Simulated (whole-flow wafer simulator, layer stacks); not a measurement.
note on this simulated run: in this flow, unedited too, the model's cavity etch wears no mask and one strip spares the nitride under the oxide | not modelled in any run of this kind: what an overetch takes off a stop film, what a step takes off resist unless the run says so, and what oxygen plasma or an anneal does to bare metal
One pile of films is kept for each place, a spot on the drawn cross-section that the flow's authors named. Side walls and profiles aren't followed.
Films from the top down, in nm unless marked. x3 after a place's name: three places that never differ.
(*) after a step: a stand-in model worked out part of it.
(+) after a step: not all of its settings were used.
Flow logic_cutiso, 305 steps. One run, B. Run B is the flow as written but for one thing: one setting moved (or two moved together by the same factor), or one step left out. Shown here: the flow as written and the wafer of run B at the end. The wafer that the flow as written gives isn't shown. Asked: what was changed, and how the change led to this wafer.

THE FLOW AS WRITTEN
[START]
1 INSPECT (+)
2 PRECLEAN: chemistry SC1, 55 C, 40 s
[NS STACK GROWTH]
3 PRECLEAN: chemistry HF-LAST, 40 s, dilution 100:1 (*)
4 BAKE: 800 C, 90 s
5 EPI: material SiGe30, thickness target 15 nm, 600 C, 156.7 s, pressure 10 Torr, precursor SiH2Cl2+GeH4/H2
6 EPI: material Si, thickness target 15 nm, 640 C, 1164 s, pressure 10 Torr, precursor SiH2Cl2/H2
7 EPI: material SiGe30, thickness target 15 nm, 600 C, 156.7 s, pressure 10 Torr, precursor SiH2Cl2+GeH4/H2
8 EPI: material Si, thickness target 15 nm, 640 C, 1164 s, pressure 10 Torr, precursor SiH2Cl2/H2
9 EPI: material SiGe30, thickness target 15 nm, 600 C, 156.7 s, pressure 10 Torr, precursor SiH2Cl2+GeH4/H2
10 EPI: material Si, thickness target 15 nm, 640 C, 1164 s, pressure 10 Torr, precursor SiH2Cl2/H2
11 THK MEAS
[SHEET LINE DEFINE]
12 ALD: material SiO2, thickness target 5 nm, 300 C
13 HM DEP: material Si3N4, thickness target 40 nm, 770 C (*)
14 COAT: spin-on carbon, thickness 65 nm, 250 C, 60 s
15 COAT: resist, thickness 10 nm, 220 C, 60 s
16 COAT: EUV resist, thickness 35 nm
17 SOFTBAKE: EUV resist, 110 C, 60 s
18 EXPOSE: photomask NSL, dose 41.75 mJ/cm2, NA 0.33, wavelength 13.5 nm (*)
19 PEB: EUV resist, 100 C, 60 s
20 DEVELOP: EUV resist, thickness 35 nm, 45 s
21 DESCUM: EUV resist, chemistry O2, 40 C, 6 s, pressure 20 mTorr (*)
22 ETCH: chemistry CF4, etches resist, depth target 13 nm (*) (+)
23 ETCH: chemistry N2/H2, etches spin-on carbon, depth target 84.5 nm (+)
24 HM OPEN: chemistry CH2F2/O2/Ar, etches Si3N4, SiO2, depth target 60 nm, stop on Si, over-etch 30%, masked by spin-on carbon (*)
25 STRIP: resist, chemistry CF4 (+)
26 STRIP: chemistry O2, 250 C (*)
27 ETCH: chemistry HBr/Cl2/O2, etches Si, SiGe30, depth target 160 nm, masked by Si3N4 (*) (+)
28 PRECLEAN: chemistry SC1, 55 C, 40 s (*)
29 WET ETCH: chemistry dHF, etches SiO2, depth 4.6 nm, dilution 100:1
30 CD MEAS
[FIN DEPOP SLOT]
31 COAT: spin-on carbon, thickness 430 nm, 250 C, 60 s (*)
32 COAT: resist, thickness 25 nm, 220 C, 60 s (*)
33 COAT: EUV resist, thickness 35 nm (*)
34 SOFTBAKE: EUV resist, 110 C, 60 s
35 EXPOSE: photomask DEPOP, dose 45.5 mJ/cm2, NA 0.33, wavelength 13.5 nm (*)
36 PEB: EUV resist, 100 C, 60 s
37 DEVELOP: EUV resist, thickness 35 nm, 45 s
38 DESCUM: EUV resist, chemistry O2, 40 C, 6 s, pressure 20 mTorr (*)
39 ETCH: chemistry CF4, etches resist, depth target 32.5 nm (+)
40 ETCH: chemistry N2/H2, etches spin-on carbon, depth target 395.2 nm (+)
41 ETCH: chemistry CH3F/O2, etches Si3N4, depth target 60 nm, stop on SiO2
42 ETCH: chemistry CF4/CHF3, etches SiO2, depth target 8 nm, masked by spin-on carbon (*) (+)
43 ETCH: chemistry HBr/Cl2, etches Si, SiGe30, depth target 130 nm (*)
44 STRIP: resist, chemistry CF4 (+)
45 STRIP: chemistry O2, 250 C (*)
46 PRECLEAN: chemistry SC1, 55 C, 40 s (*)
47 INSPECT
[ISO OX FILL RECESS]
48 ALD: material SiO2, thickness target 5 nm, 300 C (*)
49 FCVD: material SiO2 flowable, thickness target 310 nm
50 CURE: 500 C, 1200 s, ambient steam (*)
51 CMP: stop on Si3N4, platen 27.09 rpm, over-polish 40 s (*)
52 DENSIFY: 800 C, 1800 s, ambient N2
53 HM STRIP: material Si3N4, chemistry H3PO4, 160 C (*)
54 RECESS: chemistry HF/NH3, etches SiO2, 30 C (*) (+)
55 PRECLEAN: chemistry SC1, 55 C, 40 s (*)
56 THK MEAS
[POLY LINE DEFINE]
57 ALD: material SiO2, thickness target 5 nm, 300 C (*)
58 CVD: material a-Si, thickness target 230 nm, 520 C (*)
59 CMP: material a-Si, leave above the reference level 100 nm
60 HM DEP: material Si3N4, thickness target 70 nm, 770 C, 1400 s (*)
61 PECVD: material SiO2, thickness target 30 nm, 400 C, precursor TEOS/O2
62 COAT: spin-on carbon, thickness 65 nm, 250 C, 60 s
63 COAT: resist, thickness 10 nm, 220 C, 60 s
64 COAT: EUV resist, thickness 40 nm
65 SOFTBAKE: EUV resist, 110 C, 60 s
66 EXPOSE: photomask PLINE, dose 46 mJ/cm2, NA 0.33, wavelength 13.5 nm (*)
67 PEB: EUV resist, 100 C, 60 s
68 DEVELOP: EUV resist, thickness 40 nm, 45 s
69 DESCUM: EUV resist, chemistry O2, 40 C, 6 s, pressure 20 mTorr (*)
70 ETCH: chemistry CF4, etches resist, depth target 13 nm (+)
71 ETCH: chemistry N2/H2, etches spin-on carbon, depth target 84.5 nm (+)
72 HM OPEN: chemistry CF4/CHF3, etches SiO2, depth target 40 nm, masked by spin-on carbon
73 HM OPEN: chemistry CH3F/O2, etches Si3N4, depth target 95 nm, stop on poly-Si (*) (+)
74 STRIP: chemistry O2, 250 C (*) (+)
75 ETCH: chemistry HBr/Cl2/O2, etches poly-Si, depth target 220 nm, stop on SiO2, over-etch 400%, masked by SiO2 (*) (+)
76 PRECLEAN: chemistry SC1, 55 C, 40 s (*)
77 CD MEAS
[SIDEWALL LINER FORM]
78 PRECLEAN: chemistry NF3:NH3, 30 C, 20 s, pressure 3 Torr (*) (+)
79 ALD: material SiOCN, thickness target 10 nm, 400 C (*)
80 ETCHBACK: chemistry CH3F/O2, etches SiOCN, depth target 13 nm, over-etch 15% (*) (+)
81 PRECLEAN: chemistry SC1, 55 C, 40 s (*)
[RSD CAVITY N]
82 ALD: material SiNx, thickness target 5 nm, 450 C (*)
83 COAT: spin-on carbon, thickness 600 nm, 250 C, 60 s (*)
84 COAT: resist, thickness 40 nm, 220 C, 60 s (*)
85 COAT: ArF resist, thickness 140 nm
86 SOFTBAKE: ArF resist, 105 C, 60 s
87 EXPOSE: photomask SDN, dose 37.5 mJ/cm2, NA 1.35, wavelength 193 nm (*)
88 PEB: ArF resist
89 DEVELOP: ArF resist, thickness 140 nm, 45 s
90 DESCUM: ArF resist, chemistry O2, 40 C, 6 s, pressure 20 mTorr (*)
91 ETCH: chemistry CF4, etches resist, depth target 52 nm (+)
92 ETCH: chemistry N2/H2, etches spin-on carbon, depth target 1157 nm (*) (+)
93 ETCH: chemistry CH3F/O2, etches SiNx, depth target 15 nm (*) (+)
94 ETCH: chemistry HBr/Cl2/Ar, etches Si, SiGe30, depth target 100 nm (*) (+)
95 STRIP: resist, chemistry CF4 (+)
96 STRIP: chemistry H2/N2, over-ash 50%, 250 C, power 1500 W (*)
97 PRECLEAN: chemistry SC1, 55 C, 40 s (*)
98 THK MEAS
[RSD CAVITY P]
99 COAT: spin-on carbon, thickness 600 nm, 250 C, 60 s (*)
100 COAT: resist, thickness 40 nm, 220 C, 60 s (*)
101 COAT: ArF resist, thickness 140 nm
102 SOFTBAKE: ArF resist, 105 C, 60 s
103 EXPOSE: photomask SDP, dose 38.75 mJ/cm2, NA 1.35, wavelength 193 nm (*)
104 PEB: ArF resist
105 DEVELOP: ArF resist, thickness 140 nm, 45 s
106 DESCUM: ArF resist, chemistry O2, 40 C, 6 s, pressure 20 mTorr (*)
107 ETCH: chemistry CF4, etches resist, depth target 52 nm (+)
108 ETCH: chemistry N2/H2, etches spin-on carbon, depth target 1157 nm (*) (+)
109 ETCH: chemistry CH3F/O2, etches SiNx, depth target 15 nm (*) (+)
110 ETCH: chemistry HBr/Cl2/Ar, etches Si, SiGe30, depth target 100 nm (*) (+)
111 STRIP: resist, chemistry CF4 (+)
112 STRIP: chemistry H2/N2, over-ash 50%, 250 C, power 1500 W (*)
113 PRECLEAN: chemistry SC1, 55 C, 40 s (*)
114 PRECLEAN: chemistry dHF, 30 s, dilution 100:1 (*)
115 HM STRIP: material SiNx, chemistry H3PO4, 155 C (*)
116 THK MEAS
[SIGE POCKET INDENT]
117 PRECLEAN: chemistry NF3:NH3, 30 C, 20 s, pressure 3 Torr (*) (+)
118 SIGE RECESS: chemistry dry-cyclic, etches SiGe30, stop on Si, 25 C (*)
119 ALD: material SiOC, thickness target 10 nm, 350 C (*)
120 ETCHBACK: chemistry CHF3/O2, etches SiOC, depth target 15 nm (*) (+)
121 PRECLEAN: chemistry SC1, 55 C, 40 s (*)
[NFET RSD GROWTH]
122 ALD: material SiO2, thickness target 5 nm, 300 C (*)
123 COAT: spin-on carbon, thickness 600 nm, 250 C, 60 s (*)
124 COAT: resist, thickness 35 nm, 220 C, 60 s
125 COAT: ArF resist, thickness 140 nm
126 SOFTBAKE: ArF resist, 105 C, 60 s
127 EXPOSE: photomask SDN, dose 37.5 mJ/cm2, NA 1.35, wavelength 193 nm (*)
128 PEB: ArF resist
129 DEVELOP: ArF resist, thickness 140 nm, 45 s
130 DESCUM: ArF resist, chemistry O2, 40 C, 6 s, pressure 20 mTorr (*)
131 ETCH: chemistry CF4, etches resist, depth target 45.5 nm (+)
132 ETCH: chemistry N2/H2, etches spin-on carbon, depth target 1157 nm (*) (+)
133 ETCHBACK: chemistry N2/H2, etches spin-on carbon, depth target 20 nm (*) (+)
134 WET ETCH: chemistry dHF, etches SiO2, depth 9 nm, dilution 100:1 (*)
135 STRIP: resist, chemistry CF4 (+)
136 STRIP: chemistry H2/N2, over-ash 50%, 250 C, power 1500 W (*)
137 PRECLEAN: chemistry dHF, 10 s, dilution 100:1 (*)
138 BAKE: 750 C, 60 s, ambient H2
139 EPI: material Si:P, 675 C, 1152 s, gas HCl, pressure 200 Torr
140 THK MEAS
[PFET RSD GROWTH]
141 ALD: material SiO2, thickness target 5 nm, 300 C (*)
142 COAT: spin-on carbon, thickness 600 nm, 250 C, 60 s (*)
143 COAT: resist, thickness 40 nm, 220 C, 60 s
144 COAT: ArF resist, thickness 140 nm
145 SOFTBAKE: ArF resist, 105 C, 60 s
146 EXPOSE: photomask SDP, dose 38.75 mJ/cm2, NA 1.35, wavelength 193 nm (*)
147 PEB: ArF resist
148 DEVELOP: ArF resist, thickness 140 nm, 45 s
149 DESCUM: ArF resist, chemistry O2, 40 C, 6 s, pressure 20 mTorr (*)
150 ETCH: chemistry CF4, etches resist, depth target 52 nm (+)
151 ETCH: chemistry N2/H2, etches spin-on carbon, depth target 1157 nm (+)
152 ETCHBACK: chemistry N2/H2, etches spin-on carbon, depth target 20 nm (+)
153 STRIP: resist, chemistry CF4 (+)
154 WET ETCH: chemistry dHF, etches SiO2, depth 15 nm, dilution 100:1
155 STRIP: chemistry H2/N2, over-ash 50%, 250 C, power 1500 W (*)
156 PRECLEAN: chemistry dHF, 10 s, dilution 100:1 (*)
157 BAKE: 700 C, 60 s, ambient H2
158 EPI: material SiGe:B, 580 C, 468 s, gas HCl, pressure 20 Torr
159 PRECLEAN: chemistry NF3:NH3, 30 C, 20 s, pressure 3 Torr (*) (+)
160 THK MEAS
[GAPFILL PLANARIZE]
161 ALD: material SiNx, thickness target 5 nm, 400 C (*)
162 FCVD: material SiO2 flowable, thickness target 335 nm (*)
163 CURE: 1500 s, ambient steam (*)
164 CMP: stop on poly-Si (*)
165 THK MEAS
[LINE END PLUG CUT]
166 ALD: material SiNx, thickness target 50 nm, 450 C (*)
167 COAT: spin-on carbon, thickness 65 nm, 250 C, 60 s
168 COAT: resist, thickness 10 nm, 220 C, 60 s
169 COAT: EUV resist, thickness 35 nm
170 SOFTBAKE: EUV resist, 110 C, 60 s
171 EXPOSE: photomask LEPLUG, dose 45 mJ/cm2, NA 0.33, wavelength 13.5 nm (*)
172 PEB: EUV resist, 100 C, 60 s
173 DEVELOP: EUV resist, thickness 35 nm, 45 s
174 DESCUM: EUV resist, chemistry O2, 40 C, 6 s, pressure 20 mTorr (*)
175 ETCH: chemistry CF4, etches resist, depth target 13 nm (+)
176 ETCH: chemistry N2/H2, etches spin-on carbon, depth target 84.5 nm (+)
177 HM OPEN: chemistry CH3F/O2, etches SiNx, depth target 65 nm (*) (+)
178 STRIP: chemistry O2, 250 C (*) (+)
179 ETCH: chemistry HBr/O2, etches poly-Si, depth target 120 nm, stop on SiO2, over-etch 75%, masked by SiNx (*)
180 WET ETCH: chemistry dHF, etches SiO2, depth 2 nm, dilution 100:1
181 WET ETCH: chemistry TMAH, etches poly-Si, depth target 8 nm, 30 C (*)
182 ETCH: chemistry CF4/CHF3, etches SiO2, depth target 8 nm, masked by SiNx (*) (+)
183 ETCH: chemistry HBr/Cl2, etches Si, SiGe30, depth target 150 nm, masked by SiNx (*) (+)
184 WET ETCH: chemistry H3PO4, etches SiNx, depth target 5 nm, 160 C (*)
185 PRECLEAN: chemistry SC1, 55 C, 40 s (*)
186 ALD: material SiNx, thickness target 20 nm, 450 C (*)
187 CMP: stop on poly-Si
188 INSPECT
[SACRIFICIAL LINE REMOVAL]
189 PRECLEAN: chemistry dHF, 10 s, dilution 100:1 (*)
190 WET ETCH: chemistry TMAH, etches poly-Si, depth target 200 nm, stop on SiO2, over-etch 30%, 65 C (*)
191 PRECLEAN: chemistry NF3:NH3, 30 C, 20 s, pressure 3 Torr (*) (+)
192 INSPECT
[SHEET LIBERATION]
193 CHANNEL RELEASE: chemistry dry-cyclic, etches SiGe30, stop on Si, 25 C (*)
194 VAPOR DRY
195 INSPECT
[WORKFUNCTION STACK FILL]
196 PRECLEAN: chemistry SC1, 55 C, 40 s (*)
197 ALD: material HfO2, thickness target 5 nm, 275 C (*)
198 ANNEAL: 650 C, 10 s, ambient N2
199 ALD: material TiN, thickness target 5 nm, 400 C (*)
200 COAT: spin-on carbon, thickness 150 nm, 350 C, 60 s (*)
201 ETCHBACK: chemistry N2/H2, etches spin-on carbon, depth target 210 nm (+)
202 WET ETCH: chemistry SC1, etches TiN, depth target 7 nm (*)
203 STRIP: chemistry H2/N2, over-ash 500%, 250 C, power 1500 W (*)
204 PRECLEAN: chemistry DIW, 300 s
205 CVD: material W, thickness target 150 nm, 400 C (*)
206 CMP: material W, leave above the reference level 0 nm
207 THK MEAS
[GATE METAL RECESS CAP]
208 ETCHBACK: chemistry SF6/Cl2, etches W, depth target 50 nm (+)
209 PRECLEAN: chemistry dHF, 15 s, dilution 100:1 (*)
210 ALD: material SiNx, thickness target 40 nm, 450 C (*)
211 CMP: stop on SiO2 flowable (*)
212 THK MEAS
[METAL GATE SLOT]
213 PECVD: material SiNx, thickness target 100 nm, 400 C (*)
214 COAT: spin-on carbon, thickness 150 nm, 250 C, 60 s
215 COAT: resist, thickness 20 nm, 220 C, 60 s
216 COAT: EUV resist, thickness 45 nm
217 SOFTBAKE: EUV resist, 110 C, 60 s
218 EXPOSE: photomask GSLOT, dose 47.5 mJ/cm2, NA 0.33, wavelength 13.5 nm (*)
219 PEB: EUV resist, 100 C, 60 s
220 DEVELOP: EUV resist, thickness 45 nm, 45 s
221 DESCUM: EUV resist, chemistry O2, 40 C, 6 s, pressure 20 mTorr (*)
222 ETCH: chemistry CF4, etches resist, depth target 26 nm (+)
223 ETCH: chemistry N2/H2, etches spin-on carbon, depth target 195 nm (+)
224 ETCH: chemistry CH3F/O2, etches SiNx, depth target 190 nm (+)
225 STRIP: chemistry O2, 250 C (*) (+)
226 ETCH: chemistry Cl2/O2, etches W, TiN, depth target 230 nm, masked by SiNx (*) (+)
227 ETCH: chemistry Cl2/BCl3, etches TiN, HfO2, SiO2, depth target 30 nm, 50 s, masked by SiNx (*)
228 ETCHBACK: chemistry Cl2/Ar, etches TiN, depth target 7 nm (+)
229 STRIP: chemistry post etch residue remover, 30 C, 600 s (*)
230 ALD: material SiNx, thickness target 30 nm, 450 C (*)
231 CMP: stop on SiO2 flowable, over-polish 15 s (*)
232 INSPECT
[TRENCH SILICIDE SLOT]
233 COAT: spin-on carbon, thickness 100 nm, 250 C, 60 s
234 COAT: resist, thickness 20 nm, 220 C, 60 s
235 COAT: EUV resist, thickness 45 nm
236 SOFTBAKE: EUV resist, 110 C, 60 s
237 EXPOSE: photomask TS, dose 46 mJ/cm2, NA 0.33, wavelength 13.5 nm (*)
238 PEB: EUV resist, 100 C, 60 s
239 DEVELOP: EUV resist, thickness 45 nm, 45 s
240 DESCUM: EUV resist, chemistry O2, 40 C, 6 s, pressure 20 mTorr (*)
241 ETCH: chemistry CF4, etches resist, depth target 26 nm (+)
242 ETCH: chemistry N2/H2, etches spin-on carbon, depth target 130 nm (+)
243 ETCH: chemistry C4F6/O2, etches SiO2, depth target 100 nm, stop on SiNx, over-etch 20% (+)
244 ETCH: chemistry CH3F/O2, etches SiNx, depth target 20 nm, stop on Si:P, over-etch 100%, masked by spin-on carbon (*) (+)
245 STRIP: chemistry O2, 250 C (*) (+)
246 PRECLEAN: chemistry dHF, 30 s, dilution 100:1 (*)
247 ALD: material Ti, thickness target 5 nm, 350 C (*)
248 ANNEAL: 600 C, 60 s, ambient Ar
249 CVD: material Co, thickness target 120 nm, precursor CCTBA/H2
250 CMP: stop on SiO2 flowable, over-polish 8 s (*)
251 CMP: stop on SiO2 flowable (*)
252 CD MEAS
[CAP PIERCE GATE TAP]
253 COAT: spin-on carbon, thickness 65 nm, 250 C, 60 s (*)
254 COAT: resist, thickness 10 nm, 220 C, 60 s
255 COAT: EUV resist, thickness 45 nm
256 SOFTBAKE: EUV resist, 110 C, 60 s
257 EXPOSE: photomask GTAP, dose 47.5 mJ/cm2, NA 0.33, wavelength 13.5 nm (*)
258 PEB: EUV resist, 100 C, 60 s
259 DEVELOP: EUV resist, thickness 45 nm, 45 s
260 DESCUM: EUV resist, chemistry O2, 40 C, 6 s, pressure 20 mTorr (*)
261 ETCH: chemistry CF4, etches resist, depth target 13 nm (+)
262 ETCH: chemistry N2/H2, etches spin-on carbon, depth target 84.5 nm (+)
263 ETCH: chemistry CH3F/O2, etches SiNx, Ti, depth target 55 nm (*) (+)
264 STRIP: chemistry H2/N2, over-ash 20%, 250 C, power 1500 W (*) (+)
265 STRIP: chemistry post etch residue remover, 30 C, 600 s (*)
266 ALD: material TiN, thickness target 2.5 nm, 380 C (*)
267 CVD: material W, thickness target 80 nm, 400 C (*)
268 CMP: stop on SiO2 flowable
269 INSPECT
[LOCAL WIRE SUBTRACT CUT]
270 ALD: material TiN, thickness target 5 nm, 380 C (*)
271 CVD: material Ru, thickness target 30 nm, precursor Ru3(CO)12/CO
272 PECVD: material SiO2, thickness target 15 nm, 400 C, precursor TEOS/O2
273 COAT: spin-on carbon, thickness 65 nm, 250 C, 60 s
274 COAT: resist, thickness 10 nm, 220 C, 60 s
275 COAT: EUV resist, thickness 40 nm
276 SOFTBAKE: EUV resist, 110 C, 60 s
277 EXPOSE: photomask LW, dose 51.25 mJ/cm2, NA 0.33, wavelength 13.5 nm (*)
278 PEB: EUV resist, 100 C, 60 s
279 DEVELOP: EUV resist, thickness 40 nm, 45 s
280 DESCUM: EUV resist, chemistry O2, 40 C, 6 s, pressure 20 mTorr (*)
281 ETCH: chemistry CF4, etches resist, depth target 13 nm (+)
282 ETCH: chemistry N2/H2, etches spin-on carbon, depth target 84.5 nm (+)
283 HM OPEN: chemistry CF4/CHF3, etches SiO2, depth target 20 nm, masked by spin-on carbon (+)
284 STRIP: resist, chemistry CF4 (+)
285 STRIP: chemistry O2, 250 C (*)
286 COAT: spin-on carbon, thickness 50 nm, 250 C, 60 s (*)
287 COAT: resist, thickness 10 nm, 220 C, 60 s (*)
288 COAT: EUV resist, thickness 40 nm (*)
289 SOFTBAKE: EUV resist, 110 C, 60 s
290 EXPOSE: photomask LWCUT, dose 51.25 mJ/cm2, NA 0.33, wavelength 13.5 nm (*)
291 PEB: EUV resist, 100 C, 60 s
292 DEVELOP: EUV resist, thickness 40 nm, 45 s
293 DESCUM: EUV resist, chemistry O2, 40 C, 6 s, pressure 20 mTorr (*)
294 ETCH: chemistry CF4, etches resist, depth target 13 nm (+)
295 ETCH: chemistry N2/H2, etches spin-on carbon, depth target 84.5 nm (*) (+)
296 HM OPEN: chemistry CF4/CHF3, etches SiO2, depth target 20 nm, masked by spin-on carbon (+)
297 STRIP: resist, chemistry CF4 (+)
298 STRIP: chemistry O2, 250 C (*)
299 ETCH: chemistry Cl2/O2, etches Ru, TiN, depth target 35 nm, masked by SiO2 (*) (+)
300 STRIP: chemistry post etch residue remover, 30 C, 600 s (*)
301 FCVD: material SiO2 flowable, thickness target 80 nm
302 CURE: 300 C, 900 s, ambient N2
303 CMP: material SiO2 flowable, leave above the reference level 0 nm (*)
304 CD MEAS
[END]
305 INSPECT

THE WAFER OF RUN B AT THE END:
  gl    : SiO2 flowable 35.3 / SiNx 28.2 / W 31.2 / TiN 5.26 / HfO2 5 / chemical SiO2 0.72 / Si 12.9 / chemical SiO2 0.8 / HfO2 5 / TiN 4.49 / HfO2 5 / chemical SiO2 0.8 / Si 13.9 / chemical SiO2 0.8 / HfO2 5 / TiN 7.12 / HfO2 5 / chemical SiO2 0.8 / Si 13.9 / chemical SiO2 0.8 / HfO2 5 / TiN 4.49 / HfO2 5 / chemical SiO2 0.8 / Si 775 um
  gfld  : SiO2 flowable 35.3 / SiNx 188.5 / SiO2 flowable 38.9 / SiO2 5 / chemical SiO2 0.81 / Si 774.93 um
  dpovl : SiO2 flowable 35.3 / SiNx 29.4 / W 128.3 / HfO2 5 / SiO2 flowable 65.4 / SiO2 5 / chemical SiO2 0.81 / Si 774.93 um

The cause: step 7, EPI: 184.1 s was run, where the flow has 156.7 s.

How the change led to this, step by step:
  7 EPI: material SiGe30, thickness target 15 nm, 600 C, 156.7 s, pressure 10 Torr, precursor SiH2Cl2+GeH4/H2
      depop, dpovl, gfld and 19 more: SiGe30 +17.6 (new film) (as written it would be: SiGe30 +15 (new film))
  27 ETCH: chemistry HBr/Cl2/O2, etches Si, SiGe30, depth target 160 nm, masked by Si3N4 (*) (+)
      gfld, gxf, iso, lnri: chemical SiO2 -0.79 (all of it), Si -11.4 (all of it), SiGe30 -15 (all of it), Si -15 (all of it), SiGe30 -17.6 (all of it), Si -15 (all of it), SiGe30 -15 (all of it), Si -71 (as written it would be: chemical SiO2 -0.79 (all of it), Si -11.4 (all of it), SiGe30 -15 (all of it), Si -15 (all of it), SiGe30 -15 (all of it), Si -15 (all of it), SiGe30 -15 (all of it), Si -73.6)
      dpovl, nsgap: chemical SiO2 -0.79 (all of it), Si -11.8 (all of it), SiGe30 -15 (all of it), Si -15 (all of it), SiGe30 -17.6 (all of it), Si -15 (all of it), SiGe30 -15 (all of it), Si -70.6 (as written it would be: chemical SiO2 -0.79 (all of it), Si -11.8 (all of it), SiGe30 -15 (all of it), Si -15 (all of it), SiGe30 -15 (all of it), Si -15 (all of it), SiGe30 -15 (all of it), Si -73.2)
      (and at 1 more place)
  43 ETCH: chemistry HBr/Cl2, etches Si, SiGe30, depth target 130 nm (*)
      depop: Si -14 (all of it), SiGe30 -15 (all of it), Si -15 (all of it), SiGe30 -17.6 (all of it), Si -15 (all of it), SiGe30 -15 (all of it), Si -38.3 (as written it would be: Si -14 (all of it), SiGe30 -15 (all of it), Si -15 (all of it), SiGe30 -15 (all of it), Si -15 (all of it), SiGe30 -15 (all of it), Si -41)
  94 ETCH: chemistry HBr/Cl2/Ar, etches Si, SiGe30, depth target 100 nm (*) (+)
      rsdn, rsdx: chemical SiO2 -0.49 (all of it), Si -12.8 (all of it), SiGe30 -15 (all of it), Si -15 (all of it), SiGe30 -17.6 (all of it), Si -15 (all of it), SiGe30 -15 (all of it), Si -9.54 (as written it would be: chemical SiO2 -0.49 (all of it), Si -12.8 (all of it), SiGe30 -15 (all of it), Si -15 (all of it), SiGe30 -15 (all of it), Si -15 (all of it), SiGe30 -15 (all of it), Si -12.2)
  110 ETCH: chemistry HBr/Cl2/Ar, etches Si, SiGe30, depth target 100 nm (*) (+)
      rsdp, rsdw: chemical SiO2 -0.49 (all of it), Si -12.8 (all of it), SiGe30 -15 (all of it), Si -15 (all of it), SiGe30 -17.6 (all of it), Si -15 (all of it), SiGe30 -15 (all of it), Si -9.54 (as written it would be: chemical SiO2 -0.49 (all of it), Si -12.8 (all of it), SiGe30 -15 (all of it), Si -15 (all of it), SiGe30 -15 (all of it), Si -15 (all of it), SiGe30 -15 (all of it), Si -12.2)
  118 SIGE RECESS: chemistry dry-cyclic, etches SiGe30, stop on Si, 25 C (*)
      lnr, lnrp, lnrt: SiOCN -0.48, Si -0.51, cavity +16 (new film), SiGe30 -15 (all of it), Si -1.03, cavity +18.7 (new film), SiGe30 -17.6 (all of it), Si -1.03, cavity +16 (new film), SiGe30 -15 (all of it), Si -0.51 (as written it would be: SiOCN -0.48, Si -0.51, cavity +16 (new film), SiGe30 -15 (all of it), Si -1.03, cavity +16 (new film), SiGe30 -15 (all of it), Si -1.03, cavity +16 (new film), SiGe30 -15 (all of it), Si -0.51)
  119 ALD: material SiOC, thickness target 10 nm, 350 C (*)
      lnr, lnrp, lnrt: SiOC +10 (new film), SiOC +16 (new film), cavity -16 (all of it), SiOC +18.7 (new film), cavity -18.7 (all of it), SiOC +16 (new film), cavity -16 (all of it) (as written it would be: SiOC +10 (new film), SiOC +16 (new film), cavity -16 (all of it), SiOC +16 (new film), cavity -16 (all of it), SiOC +16 (new film), cavity -16 (all of it))
  183 ETCH: chemistry HBr/Cl2, etches Si, SiGe30, depth target 150 nm, masked by SiNx (*) (+)
      plug: Si -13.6 (all of it), SiGe30 -15 (all of it), Si -15 (all of it), SiGe30 -17.6 (all of it), Si -15 (all of it), SiGe30 -15 (all of it), Si -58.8 (as written it would be: Si -13.6 (all of it), SiGe30 -15 (all of it), Si -15 (all of it), SiGe30 -15 (all of it), Si -15 (all of it), SiGe30 -15 (all of it), Si -61.4)
  193 CHANNEL RELEASE: chemistry dry-cyclic, etches SiGe30, stop on Si, 25 C (*)
      gl, glp, gxn, gxp, ns, tap: chemical SiO2 +0.8 (new film), Si -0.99, chemical SiO2 +0.8 (new film), cavity +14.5 (new film), chemical SiO2 +0.8 (new film), SiGe30 -15 (all of it), Si -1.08, chemical SiO2 +0.8 (new film), cavity +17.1 (new film), chemical SiO2 +0.8 (new film), SiGe30 -17.6 (all of it), Si -1.08, chemical SiO2 +0.8 (new film), cavity +14.5 (new film), chemical SiO2 +0.8 (new film), SiGe30 -15 (all of it), Si -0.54 (as written it would be: chemical SiO2 +0.8 (new film), Si -0.99, chemical SiO2 +0.8 (new film), cavity +14.5 (new film), chemical SiO2 +0.8 (new film), SiGe30 -15 (all of it), Si -1.08, chemical SiO2 +0.8 (new film), cavity +14.5 (new film), chemical SiO2 +0.8 (new film), SiGe30 -15 (all of it), Si -1.08, chemical SiO2 +0.8 (new film), cavity +14.5 (new film), chemical SiO2 +0.8 (new film), SiGe30 -15 (all of it), Si -0.54)
  199 ALD: material TiN, thickness target 5 nm, 400 C (*)
      gl, glp, tap: TiN +5.26 (new film), TiN +4.49 (new film), cavity -4.49 (all of it), TiN +7.12 (new film), cavity -7.12 (all of it), TiN +4.49 (new film), cavity -4.49 (all of it) (as written it would be: TiN +5.26 (new film), TiN +4.49 (new film), cavity -4.49 (all of it), TiN +4.49 (new film), cavity -4.49 (all of it), TiN +4.49 (new film), cavity -4.49 (all of it))
      gxn, gxp, ns: TiN +5 (new film), TiN +4.49 (new film), cavity -4.49 (all of it), TiN +7.12 (new film), cavity -7.12 (all of it), TiN +4.49 (new film), cavity -4.49 (all of it) (as written it would be: TiN +5 (new film), TiN +4.49 (new film), cavity -4.49 (all of it), TiN +4.49 (new film), cavity -4.49 (all of it), TiN +4.49 (new film), cavity -4.49 (all of it))
